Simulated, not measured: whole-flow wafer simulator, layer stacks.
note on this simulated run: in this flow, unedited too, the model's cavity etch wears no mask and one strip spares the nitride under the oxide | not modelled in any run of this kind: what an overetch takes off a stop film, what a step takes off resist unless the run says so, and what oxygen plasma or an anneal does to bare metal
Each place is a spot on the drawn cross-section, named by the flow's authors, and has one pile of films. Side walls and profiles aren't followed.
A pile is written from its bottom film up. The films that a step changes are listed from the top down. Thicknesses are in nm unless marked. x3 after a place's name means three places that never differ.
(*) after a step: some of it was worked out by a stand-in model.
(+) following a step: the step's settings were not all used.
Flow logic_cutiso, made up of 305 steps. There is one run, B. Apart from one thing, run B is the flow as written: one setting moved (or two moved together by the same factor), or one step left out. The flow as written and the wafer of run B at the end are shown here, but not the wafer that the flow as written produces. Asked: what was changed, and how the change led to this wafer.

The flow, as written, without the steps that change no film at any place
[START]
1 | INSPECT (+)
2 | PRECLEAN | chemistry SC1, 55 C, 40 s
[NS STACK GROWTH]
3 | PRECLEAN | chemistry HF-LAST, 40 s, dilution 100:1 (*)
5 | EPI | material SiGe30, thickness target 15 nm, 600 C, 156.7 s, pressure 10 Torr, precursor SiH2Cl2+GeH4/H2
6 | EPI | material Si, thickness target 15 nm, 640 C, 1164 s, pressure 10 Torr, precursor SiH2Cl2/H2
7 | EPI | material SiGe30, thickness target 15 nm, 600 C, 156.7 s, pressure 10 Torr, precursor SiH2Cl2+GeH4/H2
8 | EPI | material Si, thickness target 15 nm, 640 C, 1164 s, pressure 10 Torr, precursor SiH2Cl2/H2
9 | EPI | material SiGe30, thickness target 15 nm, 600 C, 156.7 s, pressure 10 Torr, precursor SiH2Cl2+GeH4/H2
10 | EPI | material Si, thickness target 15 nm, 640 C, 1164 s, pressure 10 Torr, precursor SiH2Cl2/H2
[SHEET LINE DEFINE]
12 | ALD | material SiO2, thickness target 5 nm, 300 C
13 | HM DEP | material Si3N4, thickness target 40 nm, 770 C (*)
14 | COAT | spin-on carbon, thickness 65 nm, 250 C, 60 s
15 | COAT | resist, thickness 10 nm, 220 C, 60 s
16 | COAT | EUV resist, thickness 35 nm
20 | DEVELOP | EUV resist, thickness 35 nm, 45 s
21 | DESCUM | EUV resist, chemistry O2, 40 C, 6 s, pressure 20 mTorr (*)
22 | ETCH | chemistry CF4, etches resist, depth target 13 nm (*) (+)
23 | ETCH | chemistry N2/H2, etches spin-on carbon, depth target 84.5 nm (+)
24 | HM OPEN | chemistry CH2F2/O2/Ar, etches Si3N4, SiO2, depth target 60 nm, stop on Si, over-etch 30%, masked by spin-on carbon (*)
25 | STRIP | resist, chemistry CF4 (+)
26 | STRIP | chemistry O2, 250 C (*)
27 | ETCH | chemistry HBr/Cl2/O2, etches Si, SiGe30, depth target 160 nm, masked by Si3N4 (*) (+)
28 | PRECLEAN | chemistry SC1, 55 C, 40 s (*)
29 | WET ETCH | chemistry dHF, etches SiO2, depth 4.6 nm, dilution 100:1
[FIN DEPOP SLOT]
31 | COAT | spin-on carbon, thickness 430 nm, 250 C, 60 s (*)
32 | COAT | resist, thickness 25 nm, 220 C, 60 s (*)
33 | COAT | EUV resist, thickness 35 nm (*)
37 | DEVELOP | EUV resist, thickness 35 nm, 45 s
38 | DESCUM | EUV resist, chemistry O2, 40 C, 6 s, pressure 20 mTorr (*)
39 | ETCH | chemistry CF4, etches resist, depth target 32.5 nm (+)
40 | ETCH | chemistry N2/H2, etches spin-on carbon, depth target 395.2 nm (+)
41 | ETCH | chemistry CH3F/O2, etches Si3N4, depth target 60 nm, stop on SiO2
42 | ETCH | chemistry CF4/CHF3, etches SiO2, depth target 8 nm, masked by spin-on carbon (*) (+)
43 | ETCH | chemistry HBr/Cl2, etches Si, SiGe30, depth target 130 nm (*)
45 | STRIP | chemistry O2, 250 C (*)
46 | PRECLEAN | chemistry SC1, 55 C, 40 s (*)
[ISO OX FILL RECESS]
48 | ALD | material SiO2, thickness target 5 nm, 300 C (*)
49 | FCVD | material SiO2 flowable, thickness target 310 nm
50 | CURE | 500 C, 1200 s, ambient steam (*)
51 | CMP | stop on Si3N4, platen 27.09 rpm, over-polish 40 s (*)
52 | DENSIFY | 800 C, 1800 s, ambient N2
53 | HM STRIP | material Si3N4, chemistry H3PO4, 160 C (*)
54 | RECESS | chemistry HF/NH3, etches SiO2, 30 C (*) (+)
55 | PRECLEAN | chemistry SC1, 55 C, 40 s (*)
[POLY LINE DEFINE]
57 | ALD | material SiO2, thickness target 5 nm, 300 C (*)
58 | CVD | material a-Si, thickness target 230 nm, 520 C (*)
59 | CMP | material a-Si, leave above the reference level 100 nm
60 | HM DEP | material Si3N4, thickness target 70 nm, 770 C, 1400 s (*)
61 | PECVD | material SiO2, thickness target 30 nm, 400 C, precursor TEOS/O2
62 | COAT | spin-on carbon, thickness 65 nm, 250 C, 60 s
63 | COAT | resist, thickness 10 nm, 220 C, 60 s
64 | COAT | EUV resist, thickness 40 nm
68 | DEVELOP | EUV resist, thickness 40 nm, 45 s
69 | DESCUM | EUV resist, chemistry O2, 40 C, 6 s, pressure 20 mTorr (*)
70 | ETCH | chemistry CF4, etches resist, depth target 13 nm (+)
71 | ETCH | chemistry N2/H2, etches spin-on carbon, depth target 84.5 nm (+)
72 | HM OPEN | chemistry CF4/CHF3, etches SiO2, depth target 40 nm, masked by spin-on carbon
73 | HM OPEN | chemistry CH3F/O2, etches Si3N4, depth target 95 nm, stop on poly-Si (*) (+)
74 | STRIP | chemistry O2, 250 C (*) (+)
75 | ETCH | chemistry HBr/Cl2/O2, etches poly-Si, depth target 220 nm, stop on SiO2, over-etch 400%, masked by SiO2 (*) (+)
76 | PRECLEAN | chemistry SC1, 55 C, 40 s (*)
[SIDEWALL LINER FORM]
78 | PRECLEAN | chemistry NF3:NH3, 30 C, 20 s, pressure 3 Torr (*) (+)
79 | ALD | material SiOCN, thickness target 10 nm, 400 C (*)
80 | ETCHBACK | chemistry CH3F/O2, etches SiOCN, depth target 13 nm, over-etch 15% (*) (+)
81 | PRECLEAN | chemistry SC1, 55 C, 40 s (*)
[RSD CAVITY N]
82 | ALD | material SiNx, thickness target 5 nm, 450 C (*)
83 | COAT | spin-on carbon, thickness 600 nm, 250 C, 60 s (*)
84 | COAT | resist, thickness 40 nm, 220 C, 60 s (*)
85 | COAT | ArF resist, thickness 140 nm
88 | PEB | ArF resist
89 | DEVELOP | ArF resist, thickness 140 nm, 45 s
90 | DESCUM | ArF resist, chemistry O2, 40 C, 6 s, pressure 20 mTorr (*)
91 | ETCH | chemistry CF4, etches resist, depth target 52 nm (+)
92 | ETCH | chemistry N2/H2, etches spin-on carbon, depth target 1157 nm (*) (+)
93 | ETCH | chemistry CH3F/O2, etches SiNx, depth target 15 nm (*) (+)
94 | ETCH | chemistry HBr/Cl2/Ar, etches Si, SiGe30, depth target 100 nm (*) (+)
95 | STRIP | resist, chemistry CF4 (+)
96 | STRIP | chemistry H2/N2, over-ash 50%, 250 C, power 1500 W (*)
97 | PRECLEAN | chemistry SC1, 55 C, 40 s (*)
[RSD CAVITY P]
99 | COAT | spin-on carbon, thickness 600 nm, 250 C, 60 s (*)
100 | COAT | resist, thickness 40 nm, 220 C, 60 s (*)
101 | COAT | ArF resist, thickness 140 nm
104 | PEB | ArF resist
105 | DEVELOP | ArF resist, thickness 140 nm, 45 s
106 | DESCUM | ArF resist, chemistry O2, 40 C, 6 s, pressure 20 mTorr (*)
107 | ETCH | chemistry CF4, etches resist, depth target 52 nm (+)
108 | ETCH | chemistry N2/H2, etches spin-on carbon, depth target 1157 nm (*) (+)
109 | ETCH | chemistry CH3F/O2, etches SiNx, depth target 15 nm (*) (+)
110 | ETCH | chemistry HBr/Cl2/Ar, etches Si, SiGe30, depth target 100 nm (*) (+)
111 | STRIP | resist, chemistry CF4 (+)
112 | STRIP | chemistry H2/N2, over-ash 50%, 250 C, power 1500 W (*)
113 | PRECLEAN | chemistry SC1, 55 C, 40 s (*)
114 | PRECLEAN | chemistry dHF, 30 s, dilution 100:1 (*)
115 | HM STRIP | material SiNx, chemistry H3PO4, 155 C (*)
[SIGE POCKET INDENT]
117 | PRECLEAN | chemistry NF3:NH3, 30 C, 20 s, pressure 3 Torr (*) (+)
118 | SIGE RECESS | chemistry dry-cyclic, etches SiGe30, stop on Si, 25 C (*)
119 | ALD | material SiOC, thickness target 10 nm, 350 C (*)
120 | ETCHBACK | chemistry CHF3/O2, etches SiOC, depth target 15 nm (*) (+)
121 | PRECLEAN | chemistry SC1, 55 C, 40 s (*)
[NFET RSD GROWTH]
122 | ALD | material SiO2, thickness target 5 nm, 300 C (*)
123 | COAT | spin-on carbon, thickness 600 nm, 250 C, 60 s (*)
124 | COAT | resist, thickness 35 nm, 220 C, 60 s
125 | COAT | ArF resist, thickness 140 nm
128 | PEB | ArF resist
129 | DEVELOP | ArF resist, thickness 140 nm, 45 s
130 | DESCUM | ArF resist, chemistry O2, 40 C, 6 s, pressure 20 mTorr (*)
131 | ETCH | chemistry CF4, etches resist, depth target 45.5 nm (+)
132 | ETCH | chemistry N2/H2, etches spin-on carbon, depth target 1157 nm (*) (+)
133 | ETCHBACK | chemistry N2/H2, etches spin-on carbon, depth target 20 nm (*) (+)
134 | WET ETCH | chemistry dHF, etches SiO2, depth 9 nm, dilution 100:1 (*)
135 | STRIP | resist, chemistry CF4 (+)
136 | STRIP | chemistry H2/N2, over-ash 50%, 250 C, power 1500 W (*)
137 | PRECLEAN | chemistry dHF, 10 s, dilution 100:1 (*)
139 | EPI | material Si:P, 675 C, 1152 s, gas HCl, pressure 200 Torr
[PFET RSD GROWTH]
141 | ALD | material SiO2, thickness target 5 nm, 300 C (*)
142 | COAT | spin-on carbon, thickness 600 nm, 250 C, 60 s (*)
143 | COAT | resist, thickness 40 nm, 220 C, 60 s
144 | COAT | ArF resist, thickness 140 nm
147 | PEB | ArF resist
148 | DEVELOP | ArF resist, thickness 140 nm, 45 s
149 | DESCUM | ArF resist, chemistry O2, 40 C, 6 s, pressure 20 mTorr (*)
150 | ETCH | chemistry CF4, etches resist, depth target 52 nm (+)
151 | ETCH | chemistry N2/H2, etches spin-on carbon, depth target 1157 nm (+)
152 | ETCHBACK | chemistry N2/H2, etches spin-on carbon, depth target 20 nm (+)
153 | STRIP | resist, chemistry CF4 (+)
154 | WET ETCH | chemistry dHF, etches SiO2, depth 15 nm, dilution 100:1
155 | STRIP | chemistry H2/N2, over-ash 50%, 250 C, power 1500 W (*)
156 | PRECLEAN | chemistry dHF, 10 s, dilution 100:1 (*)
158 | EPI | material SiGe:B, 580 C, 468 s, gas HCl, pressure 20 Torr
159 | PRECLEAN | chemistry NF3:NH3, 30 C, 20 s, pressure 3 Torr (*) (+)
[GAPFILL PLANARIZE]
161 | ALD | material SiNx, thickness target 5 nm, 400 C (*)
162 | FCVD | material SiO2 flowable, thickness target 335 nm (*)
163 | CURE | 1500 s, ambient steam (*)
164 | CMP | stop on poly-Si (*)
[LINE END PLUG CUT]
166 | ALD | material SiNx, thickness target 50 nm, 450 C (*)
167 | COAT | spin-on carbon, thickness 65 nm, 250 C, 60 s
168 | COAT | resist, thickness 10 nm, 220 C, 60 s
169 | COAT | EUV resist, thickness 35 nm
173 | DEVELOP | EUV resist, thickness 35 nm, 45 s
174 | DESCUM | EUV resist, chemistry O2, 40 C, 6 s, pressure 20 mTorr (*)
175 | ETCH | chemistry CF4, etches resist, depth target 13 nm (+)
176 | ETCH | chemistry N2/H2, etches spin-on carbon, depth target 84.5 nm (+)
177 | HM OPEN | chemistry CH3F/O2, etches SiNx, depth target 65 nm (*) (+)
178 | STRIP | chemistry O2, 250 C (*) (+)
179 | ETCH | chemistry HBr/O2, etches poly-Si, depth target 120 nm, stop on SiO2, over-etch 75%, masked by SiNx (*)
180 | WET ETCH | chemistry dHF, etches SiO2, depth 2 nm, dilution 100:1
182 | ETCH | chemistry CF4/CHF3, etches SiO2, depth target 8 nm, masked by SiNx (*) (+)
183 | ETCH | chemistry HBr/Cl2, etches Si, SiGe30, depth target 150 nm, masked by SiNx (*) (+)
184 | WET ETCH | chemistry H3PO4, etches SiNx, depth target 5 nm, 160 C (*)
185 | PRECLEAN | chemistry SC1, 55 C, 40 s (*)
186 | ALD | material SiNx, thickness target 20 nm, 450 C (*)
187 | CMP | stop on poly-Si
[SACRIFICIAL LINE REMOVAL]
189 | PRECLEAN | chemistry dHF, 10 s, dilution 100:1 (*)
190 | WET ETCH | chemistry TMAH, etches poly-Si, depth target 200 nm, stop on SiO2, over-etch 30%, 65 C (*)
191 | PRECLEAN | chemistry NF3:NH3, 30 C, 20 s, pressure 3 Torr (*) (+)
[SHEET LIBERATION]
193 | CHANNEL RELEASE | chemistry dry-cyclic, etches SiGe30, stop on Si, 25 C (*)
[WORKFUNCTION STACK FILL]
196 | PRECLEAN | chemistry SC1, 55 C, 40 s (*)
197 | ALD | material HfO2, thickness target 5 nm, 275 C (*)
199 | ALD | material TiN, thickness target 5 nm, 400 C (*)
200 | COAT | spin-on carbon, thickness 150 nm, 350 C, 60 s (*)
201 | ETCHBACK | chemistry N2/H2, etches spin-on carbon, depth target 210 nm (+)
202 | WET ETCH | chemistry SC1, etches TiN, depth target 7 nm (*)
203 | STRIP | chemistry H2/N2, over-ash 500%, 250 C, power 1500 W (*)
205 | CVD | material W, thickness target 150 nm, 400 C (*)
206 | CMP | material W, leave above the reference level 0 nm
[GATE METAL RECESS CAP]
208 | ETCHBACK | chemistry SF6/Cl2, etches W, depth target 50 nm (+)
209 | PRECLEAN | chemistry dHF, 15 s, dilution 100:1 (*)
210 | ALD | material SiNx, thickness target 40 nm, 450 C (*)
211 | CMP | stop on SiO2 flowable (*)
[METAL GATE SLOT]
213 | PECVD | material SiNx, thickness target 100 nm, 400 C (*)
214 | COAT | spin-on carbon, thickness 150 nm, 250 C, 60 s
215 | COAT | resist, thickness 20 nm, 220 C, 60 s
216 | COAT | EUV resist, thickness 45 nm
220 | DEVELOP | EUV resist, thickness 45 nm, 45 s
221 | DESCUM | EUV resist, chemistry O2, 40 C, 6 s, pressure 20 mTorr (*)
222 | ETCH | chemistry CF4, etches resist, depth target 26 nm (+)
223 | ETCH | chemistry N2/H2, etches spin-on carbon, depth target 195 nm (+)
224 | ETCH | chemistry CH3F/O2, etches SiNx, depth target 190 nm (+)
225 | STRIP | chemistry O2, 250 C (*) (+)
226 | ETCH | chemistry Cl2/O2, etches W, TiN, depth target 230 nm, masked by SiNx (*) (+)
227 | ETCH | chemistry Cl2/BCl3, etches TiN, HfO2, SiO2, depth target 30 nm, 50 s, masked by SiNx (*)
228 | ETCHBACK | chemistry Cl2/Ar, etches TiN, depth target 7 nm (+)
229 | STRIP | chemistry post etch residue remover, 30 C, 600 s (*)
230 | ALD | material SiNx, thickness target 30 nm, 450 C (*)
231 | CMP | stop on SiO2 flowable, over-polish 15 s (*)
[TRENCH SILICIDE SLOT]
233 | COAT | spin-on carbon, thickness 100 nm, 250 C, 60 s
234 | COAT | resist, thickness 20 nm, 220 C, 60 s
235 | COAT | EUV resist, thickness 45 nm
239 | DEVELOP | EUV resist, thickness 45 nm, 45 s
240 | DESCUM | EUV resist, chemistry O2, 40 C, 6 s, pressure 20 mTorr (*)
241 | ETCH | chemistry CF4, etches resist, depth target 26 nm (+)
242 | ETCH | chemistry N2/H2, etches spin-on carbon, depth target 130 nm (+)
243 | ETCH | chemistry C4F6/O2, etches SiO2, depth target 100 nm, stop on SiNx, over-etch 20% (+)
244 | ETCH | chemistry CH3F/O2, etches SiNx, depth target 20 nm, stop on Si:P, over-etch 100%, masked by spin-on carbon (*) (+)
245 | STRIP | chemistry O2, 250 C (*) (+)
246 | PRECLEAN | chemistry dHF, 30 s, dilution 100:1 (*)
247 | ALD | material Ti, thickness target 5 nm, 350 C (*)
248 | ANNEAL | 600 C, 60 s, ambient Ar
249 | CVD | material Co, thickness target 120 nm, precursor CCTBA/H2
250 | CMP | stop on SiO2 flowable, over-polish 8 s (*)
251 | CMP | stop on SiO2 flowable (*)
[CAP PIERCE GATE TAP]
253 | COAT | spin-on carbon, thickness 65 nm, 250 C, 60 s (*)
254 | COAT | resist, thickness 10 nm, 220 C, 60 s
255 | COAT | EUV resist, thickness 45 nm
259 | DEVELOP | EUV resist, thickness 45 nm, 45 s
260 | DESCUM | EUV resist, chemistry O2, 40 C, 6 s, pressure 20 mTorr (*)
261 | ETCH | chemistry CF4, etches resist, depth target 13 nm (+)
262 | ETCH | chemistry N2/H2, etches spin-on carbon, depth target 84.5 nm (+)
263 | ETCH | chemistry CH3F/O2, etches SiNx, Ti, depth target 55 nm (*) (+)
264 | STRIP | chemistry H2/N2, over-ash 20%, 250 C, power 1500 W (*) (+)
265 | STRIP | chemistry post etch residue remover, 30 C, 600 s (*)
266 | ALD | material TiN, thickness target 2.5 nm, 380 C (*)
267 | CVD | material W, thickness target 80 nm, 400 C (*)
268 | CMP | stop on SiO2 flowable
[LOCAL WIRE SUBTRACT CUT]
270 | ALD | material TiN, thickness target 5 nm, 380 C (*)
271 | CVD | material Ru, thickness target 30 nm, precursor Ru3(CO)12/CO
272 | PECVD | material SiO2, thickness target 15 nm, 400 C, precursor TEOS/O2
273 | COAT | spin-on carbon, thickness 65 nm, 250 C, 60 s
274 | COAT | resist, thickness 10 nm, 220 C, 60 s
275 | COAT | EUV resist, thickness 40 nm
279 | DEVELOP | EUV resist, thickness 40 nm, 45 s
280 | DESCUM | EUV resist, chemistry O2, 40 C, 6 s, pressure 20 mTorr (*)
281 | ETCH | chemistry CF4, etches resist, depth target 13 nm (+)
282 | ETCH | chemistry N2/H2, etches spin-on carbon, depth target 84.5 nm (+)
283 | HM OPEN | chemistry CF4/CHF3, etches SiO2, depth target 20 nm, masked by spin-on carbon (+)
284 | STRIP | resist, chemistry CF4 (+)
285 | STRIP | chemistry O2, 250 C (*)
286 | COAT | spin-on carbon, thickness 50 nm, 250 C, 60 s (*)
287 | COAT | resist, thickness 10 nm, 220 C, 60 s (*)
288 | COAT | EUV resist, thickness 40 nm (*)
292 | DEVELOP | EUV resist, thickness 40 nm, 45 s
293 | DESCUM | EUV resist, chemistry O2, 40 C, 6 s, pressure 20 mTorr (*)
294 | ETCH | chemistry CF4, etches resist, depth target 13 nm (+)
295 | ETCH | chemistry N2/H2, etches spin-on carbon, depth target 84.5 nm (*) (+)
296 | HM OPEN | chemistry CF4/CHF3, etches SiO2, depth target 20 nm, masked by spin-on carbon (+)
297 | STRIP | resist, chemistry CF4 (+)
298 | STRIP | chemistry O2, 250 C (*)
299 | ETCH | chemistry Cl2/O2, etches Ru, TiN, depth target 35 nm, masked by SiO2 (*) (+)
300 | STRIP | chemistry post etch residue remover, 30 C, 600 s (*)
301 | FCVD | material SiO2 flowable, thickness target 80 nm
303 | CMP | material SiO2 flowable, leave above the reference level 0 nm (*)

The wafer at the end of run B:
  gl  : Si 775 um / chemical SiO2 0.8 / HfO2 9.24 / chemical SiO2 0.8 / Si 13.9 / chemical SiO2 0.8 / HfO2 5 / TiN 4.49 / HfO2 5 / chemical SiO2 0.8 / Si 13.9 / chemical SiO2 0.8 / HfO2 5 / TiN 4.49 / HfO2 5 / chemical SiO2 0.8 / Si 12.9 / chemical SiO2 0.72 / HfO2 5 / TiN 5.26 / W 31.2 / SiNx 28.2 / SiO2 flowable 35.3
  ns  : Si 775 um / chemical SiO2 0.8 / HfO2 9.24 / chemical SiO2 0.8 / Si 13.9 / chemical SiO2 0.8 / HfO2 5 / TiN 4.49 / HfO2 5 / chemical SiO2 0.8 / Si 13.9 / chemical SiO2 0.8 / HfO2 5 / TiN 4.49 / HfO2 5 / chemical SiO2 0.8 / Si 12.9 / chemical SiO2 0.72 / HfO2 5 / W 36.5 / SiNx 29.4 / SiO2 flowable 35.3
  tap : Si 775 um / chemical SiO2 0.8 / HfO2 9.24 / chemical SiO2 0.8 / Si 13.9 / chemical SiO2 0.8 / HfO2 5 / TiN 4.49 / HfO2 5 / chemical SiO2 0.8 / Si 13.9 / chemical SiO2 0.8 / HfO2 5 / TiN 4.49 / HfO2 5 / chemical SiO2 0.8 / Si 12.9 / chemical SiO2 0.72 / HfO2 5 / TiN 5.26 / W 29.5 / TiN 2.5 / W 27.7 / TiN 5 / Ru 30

What caused this: step 5, EPI: 101.9 s was run, while the flow as written has 156.7 s.

Step by step, how the change led to this:
  5 | EPI | material SiGe30, thickness target 15 nm, 600 C, 156.7 s, pressure 10 Torr, precursor SiH2Cl2+GeH4/H2
      depop, dpovl, gfld and 19 more: SiGe30 gains 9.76 (new film) (it would be, as written: SiGe30 gains 15 (new film))
  27 | ETCH | chemistry HBr/Cl2/O2, etches Si, SiGe30, depth target 160 nm, masked by Si3N4 (*) (+)
      gfld, gxf, iso, lnri: chemical SiO2 loses 0.79 (all of it), Si loses 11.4 (all of it), SiGe30 loses 15 (all of it), Si loses 15 (all of it), SiGe30 loses 15 (all of it), Si loses 15 (all of it), SiGe30 loses 9.76 (all of it), Si loses 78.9 (it would be, as written: chemical SiO2 loses 0.79 (all of it), Si loses 11.4 (all of it), SiGe30 loses 15 (all of it), Si loses 15 (all of it), SiGe30 loses 15 (all of it), Si loses 15 (all of it), SiGe30 loses 15 (all of it), Si loses 73.6)
      dpovl, nsgap: chemical SiO2 loses 0.79 (all of it), Si loses 11.8 (all of it), SiGe30 loses 15 (all of it), Si loses 15 (all of it), SiGe30 loses 15 (all of it), Si loses 15 (all of it), SiGe30 loses 9.76 (all of it), Si loses 78.5 (it would be, as written: chemical SiO2 loses 0.79 (all of it), Si loses 11.8 (all of it), SiGe30 loses 15 (all of it), Si loses 15 (all of it), SiGe30 loses 15 (all of it), Si loses 15 (all of it), SiGe30 loses 15 (all of it), Si loses 73.2)
      (also at 1 further place)
  43 | ETCH | chemistry HBr/Cl2, etches Si, SiGe30, depth target 130 nm (*)
      depop: Si loses 14 (all of it), SiGe30 loses 15 (all of it), Si loses 15 (all of it), SiGe30 loses 15 (all of it), Si loses 15 (all of it), SiGe30 loses 9.76 (all of it), Si loses 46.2 (it would be, as written: Si loses 14 (all of it), SiGe30 loses 15 (all of it), Si loses 15 (all of it), SiGe30 loses 15 (all of it), Si loses 15 (all of it), SiGe30 loses 15 (all of it), Si loses 41)
  94 | ETCH | chemistry HBr/Cl2/Ar, etches Si, SiGe30, depth target 100 nm (*) (+)
      rsdn, rsdx: chemical SiO2 loses 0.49 (all of it), Si loses 12.8 (all of it), SiGe30 loses 15 (all of it), Si loses 15 (all of it), SiGe30 loses 15 (all of it), Si loses 15 (all of it), SiGe30 loses 9.76 (all of it), Si loses 17.4 (it would be, as written: chemical SiO2 loses 0.49 (all of it), Si loses 12.8 (all of it), SiGe30 loses 15 (all of it), Si loses 15 (all of it), SiGe30 loses 15 (all of it), Si loses 15 (all of it), SiGe30 loses 15 (all of it), Si loses 12.2)
  110 | ETCH | chemistry HBr/Cl2/Ar, etches Si, SiGe30, depth target 100 nm (*) (+)
      rsdp, rsdw: chemical SiO2 loses 0.49 (all of it), Si loses 12.8 (all of it), SiGe30 loses 15 (all of it), Si loses 15 (all of it), SiGe30 loses 15 (all of it), Si loses 15 (all of it), SiGe30 loses 9.76 (all of it), Si loses 17.4 (it would be, as written: chemical SiO2 loses 0.49 (all of it), Si loses 12.8 (all of it), SiGe30 loses 15 (all of it), Si loses 15 (all of it), SiGe30 loses 15 (all of it), Si loses 15 (all of it), SiGe30 loses 15 (all of it), Si loses 12.2)
  118 | SIGE RECESS | chemistry dry-cyclic, etches SiGe30, stop on Si, 25 C (*)
      lnr, lnrp, lnrt: SiOCN loses 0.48, Si loses 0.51, cavity gains 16 (new film), SiGe30 loses 15 (all of it), Si loses 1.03, cavity gains 16 (new film), SiGe30 loses 15 (all of it), Si loses 1.03, cavity gains 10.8 (new film), SiGe30 loses 9.76 (all of it), Si loses 0.51 (it would be, as written: SiOCN loses 0.48, Si loses 0.51, cavity gains 16 (new film), SiGe30 loses 15 (all of it), Si loses 1.03, cavity gains 16 (new film), SiGe30 loses 15 (all of it), Si loses 1.03, cavity gains 16 (new film), SiGe30 loses 15 (all of it), Si loses 0.51)
  119 | ALD | material SiOC, thickness target 10 nm, 350 C (*)
      lnr, lnrp, lnrt: SiOC gains 10 (new film), SiOC gains 16 (new film), cavity loses 16 (all of it), SiOC gains 16 (new film), cavity loses 16 (all of it), SiOC gains 10.8 (new film), cavity loses 10.8 (all of it) (it would be, as written: SiOC gains 10 (new film), SiOC gains 16 (new film), cavity loses 16 (all of it), SiOC gains 16 (new film), cavity loses 16 (all of it), SiOC gains 16 (new film), cavity loses 16 (all of it))
  183 | ETCH | chemistry HBr/Cl2, etches Si, SiGe30, depth target 150 nm, masked by SiNx (*) (+)
      plug: Si loses 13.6 (all of it), SiGe30 loses 15 (all of it), Si loses 15 (all of it), SiGe30 loses 15 (all of it), Si loses 15 (all of it), SiGe30 loses 9.76 (all of it), Si loses 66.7 (it would be, as written: Si loses 13.6 (all of it), SiGe30 loses 15 (all of it), Si loses 15 (all of it), SiGe30 loses 15 (all of it), Si loses 15 (all of it), SiGe30 loses 15 (all of it), Si loses 61.4)
  193 | CHANNEL RELEASE | chemistry dry-cyclic, etches SiGe30, stop on Si, 25 C (*)
      gl, glp, gxn, gxp, ns, tap: chemical SiO2 gains 0.8 (new film), Si loses 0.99, chemical SiO2 gains 0.8 (new film), cavity gains 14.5 (new film), chemical SiO2 gains 0.8 (new film), SiGe30 loses 15 (all of it), Si loses 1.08, chemical SiO2 gains 0.8 (new film), cavity gains 14.5 (new film), chemical SiO2 gains 0.8 (new film), SiGe30 loses 15 (all of it), Si loses 1.08, chemical SiO2 gains 0.8 (new film), cavity gains 9.24 (new film), chemical SiO2 gains 0.8 (new film), SiGe30 loses 9.76 (all of it), Si loses 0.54 (it would be, as written: chemical SiO2 gains 0.8 (new film), Si loses 0.99, chemical SiO2 gains 0.8 (new film), cavity gains 14.5 (new film), chemical SiO2 gains 0.8 (new film), SiGe30 loses 15 (all of it), Si loses 1.08, chemical SiO2 gains 0.8 (new film), cavity gains 14.5 (new film), chemical SiO2 gains 0.8 (new film), SiGe30 loses 15 (all of it), Si loses 1.08, chemical SiO2 gains 0.8 (new film), cavity gains 14.5 (new film), chemical SiO2 gains 0.8 (new film), SiGe30 loses 15 (all of it), Si loses 0.54)
  197 | ALD | material HfO2, thickness target 5 nm, 275 C (*)
      gl, glp, gxn, gxp, ns, tap: HfO2 gains 5 (new film), HfO2 gains 5 (new film), cavity loses 10, HfO2 gains 5 (new film), HfO2 gains 5 (new film), cavity loses 10, HfO2 gains 5 (new film), HfO2 gains 9.24 (new film), cavity loses 9.24 (all of it) (it would be, as written: HfO2 gains 5 (new film), HfO2 gains 5 (new film), cavity loses 10, HfO2 gains 5 (new film), HfO2 gains 5 (new film), cavity loses 10, HfO2 gains 5 (new film), HfO2 gains 5 (new film), cavity loses 10, HfO2 gains 5 (new film))
  199 | ALD | material TiN, thickness target 5 nm, 400 C (*)
      gl, glp, tap: TiN gains 5.26 (new film), TiN gains 4.49 (new film), cavity loses 4.49 (all of it), TiN gains 4.49 (new film), cavity loses 4.49 (all of it) (it would be, as written: TiN gains 5.26 (new film), TiN gains 4.49 (new film), cavity loses 4.49 (all of it), TiN gains 4.49 (new film), cavity loses 4.49 (all of it), TiN gains 4.49 (new film), cavity loses 4.49 (all of it))
      gxn, gxp, ns: TiN gains 5 (new film), TiN gains 4.49 (new film), cavity loses 4.49 (all of it), TiN gains 4.49 (new film), cavity loses 4.49 (all of it) (it would be, as written: TiN gains 5 (new film), TiN gains 4.49 (new film), cavity loses 4.49 (all of it), TiN gains 4.49 (new film), cavity loses 4.49 (all of it), TiN gains 4.49 (new film), cavity loses 4.49 (all of it))
Taking metal films that touch as one body, gl has 3 bodies (between them, from the top down: HfO2 5 / chemical SiO2 0.72 / Si 12.9 / chemical SiO2 0.8 / HfO2 5; HfO2 5 / chemical SiO2 0.8 / Si 13.9 / chemical SiO2 0.8 / HfO2 5); the flow as written gives 4 bodies (between them, from the top down: HfO2 5 / chemical SiO2 0.72 / Si 12.9 / chemical SiO2 0.8 / HfO2 5; HfO2 5 / chemical SiO2 0.8 / Si 13.9 / chemical SiO2 0.8 / HfO2 5; HfO2 5 / chemical SiO2 0.8 / Si 13.9 / chemical SiO2 0.8 / HfO2 5).
Taking metal films that touch as one body, ns has 3 bodies (between them, from the top down: HfO2 5 / chemical SiO2 0.72 / Si 12.9 / chemical SiO2 0.8 / HfO2 5; HfO2 5 / chemical SiO2 0.8 / Si 13.9 / chemical SiO2 0.8 / HfO2 5); the flow as written gives 4 bodies (between them, from the top down: HfO2 5 / chemical SiO2 0.72 / Si 12.9 / chemical SiO2 0.8 / HfO2 5; HfO2 5 / chemical SiO2 0.8 / Si 13.9 / chemical SiO2 0.8 / HfO2 5; HfO2 5 / chemical SiO2 0.8 / Si 13.9 / chemical SiO2 0.8 / HfO2 5).
Taking metal films that touch as one body, tap has 3 bodies (between them, from the top down: HfO2 5 / chemical SiO2 0.72 / Si 12.9 / chemical SiO2 0.8 / HfO2 5; HfO2 5 / chemical SiO2 0.8 / Si 13.9 / chemical SiO2 0.8 / HfO2 5); the flow as written gives 4 bodies (between them, from the top down: HfO2 5 / chemical SiO2 0.72 / Si 12.9 / chemical SiO2 0.8 / HfO2 5; HfO2 5 / chemical SiO2 0.8 / Si 13.9 / chemical SiO2 0.8 / HfO2 5; HfO2 5 / chemical SiO2 0.8 / Si 13.9 / chemical SiO2 0.8 / HfO2 5).
